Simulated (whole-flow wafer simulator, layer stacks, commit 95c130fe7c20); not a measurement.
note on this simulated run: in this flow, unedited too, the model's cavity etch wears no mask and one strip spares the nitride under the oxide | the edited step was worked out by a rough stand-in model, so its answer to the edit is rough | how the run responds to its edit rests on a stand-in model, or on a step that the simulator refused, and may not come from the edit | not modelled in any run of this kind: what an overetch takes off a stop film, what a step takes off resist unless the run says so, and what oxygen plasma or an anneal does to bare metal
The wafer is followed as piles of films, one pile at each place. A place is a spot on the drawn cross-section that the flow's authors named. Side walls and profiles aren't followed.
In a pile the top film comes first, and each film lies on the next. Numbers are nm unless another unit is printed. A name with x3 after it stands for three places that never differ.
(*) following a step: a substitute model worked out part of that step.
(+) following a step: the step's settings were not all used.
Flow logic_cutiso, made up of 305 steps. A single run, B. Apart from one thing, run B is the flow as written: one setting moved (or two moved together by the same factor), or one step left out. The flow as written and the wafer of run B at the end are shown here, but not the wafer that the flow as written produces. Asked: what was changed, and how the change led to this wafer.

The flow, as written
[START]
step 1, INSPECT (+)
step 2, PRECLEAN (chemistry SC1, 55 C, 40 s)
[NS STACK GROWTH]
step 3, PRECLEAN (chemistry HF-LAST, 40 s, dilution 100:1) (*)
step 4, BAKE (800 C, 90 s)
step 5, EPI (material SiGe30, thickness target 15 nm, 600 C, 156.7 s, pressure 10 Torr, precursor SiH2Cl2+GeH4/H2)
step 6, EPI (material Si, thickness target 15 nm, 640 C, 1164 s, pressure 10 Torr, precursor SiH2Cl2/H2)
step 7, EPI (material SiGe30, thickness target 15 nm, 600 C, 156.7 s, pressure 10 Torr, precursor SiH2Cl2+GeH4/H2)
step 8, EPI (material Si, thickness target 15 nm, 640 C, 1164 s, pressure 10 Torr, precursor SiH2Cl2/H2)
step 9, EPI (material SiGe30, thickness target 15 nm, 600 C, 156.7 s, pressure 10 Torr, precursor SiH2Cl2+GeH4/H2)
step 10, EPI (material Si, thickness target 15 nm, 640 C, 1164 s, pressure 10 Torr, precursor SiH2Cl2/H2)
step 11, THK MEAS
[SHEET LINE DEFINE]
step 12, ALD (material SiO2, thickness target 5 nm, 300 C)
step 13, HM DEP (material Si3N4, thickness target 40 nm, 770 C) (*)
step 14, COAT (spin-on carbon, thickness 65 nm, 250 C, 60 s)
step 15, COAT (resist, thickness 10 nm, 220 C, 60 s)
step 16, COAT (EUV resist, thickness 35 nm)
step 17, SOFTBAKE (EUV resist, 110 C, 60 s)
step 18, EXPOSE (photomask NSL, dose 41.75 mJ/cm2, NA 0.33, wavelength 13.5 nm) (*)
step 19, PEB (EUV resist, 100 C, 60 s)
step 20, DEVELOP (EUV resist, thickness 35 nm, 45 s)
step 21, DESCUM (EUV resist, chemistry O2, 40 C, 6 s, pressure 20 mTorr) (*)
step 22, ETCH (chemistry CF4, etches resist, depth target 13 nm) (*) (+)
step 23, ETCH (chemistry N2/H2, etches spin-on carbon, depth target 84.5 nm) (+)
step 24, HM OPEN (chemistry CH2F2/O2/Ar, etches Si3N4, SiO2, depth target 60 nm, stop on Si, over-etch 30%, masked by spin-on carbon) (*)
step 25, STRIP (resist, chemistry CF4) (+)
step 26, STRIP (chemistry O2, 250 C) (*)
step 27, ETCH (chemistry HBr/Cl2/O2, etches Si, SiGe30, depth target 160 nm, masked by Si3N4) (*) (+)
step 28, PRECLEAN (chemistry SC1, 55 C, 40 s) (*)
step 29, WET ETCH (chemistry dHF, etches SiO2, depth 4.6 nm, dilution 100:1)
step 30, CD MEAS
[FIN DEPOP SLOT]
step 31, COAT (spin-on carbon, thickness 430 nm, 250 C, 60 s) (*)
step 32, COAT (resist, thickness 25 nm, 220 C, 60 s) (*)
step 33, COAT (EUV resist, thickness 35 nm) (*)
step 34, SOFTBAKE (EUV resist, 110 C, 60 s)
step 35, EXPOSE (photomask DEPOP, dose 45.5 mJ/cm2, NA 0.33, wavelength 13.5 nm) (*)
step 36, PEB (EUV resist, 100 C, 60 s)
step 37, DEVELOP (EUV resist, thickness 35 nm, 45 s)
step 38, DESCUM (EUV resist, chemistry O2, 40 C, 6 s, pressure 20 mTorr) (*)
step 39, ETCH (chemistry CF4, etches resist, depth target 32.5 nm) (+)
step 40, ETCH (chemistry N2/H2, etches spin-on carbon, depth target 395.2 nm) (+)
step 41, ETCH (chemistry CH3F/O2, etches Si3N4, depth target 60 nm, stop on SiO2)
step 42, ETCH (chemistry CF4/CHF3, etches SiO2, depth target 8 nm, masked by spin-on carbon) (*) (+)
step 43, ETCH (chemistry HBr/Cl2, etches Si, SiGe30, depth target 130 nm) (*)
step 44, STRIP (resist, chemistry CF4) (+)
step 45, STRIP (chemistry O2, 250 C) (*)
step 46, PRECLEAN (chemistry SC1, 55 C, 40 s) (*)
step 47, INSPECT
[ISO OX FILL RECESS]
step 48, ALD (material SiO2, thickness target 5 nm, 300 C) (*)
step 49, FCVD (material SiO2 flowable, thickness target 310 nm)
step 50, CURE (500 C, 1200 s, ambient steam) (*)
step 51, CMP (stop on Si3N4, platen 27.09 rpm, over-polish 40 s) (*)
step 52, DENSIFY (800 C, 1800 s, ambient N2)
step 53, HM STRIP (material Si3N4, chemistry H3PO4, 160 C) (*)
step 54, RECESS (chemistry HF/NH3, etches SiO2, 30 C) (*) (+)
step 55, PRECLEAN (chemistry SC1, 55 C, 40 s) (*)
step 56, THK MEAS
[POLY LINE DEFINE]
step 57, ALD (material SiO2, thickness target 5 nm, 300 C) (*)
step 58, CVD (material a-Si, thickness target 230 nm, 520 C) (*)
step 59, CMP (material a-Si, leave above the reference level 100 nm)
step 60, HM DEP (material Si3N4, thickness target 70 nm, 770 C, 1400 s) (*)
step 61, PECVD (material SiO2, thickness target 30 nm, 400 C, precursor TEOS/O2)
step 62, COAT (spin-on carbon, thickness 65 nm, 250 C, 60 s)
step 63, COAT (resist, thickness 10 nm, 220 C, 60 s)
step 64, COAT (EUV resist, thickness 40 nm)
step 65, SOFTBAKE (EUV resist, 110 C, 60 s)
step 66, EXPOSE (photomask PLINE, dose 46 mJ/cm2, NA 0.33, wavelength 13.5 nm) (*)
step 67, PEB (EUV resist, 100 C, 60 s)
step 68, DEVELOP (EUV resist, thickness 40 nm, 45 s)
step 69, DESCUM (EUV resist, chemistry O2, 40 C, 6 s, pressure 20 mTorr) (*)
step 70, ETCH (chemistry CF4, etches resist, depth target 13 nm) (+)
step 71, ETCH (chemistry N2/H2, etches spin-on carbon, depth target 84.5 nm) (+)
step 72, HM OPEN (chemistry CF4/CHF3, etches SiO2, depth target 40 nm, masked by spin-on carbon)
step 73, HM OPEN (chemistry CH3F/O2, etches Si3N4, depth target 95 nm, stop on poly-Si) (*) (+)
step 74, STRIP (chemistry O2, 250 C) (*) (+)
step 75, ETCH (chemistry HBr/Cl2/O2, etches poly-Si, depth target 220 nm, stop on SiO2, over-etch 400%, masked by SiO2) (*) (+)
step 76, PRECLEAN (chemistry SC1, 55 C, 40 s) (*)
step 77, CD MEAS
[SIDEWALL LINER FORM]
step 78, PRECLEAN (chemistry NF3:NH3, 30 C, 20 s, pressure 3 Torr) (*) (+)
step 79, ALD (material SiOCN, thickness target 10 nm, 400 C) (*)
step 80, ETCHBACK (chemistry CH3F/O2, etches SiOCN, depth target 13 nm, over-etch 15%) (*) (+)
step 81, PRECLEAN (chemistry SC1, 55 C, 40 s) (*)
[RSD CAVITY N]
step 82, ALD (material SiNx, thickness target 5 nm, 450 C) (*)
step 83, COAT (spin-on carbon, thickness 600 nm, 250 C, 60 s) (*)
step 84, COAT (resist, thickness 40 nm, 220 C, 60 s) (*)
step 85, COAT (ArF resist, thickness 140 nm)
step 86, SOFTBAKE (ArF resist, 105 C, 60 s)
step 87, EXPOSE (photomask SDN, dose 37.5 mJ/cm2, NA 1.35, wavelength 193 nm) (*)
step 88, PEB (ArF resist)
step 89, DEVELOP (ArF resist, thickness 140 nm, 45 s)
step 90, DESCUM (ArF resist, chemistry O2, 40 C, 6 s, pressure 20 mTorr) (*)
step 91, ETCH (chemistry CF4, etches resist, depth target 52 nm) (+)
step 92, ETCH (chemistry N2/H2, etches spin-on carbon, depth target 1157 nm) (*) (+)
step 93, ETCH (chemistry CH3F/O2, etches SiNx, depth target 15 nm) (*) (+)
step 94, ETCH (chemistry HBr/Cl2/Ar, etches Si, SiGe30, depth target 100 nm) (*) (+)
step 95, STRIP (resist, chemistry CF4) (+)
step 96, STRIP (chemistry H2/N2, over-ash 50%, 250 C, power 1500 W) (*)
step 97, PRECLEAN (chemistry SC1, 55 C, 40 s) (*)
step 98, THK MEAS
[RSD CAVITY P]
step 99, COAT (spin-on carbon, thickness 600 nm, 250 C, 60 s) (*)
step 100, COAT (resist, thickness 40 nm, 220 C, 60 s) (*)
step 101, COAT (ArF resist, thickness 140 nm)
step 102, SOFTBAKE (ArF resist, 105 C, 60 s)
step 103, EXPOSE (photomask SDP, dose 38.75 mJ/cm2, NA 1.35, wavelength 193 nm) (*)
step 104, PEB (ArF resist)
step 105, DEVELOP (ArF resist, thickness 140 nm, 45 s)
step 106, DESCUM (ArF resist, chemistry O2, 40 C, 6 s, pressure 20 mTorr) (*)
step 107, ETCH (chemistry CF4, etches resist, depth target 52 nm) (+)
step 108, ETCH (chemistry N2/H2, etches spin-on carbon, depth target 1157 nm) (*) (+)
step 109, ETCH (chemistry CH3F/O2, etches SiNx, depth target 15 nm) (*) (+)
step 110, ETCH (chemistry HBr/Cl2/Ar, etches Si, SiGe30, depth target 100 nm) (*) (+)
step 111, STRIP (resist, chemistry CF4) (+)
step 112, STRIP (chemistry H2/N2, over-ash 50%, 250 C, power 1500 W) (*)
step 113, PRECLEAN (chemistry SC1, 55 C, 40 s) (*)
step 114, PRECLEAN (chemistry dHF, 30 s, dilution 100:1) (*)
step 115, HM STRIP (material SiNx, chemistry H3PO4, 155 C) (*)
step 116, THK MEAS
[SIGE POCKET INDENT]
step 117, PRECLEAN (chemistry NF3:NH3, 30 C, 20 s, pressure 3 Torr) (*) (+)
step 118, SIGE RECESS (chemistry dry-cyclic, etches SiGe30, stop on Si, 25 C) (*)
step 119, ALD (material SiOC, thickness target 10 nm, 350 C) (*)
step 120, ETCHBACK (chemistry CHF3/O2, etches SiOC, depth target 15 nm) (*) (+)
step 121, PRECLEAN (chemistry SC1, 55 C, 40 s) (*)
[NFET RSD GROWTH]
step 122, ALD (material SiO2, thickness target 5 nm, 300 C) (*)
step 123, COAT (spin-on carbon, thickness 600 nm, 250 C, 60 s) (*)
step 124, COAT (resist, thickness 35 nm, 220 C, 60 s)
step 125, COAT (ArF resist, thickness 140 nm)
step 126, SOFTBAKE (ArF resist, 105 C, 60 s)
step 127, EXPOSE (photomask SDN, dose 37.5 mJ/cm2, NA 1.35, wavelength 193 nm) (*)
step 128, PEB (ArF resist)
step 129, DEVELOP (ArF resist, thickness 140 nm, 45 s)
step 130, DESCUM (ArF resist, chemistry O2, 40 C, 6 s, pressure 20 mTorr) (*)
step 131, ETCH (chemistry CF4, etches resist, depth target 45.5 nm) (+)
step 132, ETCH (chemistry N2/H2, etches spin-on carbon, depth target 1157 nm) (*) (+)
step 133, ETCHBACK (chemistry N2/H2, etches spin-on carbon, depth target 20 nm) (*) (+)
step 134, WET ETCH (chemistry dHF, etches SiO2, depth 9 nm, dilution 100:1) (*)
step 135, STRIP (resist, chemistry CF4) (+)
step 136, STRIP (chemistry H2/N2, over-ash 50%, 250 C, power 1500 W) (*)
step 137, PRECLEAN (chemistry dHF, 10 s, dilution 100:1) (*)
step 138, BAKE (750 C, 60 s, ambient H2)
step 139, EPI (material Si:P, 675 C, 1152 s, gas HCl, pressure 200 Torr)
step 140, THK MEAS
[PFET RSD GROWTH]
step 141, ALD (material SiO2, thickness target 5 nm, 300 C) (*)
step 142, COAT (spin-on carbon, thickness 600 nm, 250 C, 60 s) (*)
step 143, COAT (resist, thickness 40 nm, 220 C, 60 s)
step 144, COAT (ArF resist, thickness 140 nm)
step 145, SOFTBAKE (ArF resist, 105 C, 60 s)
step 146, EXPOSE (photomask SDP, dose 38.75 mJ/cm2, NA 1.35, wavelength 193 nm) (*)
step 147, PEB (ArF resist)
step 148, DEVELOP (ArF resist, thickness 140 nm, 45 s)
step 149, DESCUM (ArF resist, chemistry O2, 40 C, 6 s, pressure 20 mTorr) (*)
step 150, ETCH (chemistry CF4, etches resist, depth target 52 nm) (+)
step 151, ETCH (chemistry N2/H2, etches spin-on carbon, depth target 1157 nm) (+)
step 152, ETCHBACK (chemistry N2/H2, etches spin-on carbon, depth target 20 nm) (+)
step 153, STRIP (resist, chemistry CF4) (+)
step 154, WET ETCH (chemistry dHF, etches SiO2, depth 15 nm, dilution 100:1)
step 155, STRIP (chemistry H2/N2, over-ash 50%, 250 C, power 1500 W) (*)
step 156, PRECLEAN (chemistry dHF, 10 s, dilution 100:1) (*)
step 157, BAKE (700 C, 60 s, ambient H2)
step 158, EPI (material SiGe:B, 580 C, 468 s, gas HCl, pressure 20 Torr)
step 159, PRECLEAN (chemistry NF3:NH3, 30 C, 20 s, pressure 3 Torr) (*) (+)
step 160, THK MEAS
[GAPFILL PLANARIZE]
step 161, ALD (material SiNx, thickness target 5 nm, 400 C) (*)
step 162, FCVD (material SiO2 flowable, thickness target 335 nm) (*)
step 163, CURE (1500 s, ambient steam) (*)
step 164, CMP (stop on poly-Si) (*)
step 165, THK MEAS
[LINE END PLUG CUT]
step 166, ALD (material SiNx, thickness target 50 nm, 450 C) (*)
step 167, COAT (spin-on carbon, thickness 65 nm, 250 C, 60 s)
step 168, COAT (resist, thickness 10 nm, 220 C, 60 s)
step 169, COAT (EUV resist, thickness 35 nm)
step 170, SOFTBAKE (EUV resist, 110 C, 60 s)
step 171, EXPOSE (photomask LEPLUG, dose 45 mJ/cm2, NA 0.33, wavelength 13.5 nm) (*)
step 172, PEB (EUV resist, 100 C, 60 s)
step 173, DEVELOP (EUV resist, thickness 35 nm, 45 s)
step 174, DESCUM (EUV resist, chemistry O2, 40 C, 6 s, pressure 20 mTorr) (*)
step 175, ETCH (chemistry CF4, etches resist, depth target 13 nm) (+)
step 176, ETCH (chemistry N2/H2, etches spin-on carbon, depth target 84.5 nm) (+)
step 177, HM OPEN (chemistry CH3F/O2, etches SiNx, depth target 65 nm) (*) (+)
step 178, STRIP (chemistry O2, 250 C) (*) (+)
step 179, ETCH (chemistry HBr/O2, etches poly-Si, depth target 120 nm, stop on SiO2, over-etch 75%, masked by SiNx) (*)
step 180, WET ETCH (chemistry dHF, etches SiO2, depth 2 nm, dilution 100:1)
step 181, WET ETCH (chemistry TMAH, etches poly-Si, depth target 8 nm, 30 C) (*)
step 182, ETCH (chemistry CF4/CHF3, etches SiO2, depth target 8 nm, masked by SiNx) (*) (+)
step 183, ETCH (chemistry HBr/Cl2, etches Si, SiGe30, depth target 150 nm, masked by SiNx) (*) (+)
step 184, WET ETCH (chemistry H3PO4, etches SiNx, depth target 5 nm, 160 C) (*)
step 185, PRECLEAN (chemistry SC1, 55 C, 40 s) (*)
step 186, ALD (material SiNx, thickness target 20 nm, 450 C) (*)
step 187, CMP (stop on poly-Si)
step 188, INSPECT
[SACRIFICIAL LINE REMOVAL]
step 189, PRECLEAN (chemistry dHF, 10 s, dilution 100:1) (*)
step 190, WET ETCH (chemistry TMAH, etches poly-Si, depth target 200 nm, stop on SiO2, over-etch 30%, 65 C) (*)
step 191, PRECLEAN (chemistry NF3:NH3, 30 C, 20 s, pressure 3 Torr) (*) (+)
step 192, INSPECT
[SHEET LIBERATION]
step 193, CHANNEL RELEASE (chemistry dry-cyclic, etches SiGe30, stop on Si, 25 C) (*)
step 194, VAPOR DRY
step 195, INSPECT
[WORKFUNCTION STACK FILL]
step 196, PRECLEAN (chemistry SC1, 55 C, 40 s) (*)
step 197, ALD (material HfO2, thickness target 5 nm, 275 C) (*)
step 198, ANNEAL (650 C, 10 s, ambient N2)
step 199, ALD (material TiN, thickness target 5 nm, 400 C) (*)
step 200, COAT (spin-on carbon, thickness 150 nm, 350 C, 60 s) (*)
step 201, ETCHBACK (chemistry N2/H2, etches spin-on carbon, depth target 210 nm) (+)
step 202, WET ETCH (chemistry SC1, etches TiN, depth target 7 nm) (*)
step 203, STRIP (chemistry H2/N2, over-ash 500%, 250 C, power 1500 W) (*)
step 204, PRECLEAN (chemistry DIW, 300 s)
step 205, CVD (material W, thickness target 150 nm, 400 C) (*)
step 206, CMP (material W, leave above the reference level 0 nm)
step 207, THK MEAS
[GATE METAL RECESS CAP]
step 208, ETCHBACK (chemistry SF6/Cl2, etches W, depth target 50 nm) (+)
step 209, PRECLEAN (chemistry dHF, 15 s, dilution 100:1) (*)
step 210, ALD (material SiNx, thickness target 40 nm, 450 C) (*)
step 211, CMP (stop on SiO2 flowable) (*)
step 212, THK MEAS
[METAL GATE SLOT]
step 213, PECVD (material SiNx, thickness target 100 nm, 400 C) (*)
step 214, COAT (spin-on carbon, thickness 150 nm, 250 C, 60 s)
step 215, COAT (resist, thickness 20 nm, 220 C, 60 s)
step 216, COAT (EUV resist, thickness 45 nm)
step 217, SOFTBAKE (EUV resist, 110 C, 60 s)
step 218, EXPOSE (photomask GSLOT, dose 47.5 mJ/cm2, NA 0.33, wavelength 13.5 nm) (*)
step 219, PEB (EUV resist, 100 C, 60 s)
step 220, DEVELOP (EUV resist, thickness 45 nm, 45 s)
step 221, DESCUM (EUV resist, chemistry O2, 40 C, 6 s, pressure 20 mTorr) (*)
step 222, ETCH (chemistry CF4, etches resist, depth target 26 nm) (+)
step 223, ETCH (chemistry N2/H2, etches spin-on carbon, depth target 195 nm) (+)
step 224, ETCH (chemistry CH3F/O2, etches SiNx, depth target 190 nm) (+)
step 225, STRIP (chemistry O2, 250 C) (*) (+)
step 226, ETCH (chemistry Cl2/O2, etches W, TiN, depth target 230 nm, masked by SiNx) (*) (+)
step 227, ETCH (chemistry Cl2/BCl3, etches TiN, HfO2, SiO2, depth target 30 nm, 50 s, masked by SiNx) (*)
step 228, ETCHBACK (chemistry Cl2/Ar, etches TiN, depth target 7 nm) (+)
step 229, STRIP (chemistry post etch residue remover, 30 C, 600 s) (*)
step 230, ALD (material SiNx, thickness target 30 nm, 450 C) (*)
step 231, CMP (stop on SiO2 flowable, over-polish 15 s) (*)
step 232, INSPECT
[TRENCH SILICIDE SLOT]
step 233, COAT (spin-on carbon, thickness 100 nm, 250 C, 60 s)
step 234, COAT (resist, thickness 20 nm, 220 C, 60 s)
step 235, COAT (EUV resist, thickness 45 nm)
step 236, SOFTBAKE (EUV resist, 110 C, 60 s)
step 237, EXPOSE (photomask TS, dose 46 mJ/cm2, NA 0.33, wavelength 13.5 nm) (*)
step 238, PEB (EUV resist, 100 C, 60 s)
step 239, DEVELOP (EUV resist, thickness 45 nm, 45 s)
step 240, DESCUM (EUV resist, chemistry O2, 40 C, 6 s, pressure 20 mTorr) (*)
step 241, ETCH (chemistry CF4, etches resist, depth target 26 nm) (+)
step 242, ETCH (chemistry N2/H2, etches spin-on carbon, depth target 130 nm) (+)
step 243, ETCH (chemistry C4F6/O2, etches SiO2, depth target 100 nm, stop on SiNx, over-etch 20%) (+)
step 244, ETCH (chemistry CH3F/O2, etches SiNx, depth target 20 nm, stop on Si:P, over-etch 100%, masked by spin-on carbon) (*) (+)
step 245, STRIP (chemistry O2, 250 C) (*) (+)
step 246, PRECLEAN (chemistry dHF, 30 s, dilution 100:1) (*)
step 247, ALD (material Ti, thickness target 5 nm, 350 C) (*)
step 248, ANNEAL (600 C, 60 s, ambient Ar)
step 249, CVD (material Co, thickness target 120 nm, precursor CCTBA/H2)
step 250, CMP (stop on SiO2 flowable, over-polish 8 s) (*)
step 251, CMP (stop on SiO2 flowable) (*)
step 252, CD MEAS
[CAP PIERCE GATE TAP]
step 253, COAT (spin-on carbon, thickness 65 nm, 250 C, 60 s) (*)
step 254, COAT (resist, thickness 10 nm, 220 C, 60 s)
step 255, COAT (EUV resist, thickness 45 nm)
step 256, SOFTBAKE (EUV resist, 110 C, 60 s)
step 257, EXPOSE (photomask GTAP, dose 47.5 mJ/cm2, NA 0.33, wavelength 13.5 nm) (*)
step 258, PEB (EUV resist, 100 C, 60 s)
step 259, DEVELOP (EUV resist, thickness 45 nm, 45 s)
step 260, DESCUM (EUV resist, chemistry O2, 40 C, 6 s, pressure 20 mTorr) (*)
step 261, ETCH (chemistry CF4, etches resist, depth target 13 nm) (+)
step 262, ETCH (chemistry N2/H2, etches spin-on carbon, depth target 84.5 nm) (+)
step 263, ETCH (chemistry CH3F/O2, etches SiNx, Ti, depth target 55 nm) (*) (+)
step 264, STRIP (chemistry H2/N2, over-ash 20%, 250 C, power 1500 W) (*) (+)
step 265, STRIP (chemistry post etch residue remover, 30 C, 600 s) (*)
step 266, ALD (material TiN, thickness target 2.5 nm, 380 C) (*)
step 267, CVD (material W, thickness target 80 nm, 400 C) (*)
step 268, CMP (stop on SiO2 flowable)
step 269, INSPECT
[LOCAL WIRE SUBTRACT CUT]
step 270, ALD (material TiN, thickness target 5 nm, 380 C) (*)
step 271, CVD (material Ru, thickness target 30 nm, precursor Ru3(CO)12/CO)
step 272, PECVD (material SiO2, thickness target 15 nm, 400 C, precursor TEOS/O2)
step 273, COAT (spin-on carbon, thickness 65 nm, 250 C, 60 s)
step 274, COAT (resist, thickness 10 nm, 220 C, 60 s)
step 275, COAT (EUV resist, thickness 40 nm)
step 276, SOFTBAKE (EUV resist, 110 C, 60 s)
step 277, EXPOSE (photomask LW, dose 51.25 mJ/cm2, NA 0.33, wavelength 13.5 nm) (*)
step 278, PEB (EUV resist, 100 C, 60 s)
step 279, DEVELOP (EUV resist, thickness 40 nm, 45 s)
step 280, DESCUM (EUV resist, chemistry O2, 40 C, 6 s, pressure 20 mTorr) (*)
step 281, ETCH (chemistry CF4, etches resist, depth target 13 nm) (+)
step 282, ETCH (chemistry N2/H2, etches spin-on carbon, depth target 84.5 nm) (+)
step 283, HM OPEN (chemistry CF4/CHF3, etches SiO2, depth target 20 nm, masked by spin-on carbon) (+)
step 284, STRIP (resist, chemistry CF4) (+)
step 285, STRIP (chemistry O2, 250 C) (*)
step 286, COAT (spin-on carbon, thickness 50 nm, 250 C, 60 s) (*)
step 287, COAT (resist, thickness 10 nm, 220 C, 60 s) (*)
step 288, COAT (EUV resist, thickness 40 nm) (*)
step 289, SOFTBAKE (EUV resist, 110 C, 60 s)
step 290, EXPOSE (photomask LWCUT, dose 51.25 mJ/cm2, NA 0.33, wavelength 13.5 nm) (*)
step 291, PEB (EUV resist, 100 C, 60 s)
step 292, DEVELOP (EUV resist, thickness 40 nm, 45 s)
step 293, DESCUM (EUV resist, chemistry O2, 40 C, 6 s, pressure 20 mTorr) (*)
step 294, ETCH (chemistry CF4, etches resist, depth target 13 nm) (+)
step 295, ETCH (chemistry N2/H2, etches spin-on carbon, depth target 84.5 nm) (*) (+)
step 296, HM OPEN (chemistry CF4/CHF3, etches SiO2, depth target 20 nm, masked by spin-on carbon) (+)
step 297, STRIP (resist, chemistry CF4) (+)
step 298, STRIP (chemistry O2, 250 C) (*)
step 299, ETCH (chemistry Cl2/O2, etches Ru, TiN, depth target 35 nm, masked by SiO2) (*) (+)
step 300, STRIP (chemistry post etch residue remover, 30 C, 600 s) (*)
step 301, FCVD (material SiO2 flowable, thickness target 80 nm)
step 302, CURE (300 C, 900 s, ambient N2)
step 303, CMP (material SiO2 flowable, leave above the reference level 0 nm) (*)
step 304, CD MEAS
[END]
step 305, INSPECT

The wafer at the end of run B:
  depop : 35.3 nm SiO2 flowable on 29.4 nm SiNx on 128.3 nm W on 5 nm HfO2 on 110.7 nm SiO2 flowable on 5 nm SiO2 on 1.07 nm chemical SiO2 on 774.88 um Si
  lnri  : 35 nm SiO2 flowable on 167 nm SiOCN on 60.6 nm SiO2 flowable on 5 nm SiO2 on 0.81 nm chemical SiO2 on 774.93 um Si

What caused this: step 43, ETCH: depth target 208 nm was run, though the flow has depth target 130 nm.

The path from the change to this, step by step:
  step 43, ETCH (chemistry HBr/Cl2, etches Si, SiGe30, depth target 130 nm) (*)
      dpovl, gl, glp and 16 more: spin-on carbon loses 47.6 (in the flow as written it would be: spin-on carbon loses 32)
      depop: Si loses 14 (all of it), SiGe30 loses 15 (all of it), Si loses 15 (all of it), SiGe30 loses 15 (all of it), Si loses 15 (all of it), SiGe30 loses 15 (all of it), Si loses 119 (in the flow as written it would be: Si loses 14 (all of it), SiGe30 loses 15 (all of it), Si loses 15 (all of it), SiGe30 loses 15 (all of it), Si loses 15 (all of it), SiGe30 loses 15 (all of it), Si loses 41)
      (and at 2 other places as well)
  step 45, STRIP (chemistry O2, 250 C) (*)
      gfld, lnri: chemical SiO2 gains 0.81 (new film), spin-on carbon loses 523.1 (all of it), Si loses 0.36 (in the flow as written it would be: chemical SiO2 gains 0.82 (new film), spin-on carbon loses 538.7 (all of it), Si loses 0.36)
      glp, tap: spin-on carbon loses 332 (all of it) (in the flow as written it would be: spin-on carbon loses 347.6 (all of it))
      (and at 17 other places as well)
  step 49, FCVD (material SiO2 flowable, thickness target 310 nm)
      depop: SiO2 flowable gains 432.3 (new film) (in the flow as written it would be: SiO2 flowable gains 359.9 (new film))
      ns: SiO2 flowable gains 195.8 (new film) (in the flow as written it would be: SiO2 flowable gains 201.3 (new film))
  step 51, CMP (stop on Si3N4, platen 27.09 rpm, over-polish 40 s) (*)
      depop: SiO2 flowable loses 194.8 (in the flow as written it would be: SiO2 flowable loses 200.5)
      dpovl: SiO2 flowable loses 194.7 (in the flow as written it would be: SiO2 flowable loses 200.4)
      (and at 3 other places as well)
  step 52, DENSIFY (800 C, 1800 s, ambient N2)
      depop: SiO2 flowable loses 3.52 (in the flow as written it would be: SiO2 flowable loses 2.32)
      nsgap: SiO2 flowable loses 2.87 (in the flow as written it would be: SiO2 flowable loses 2.13)
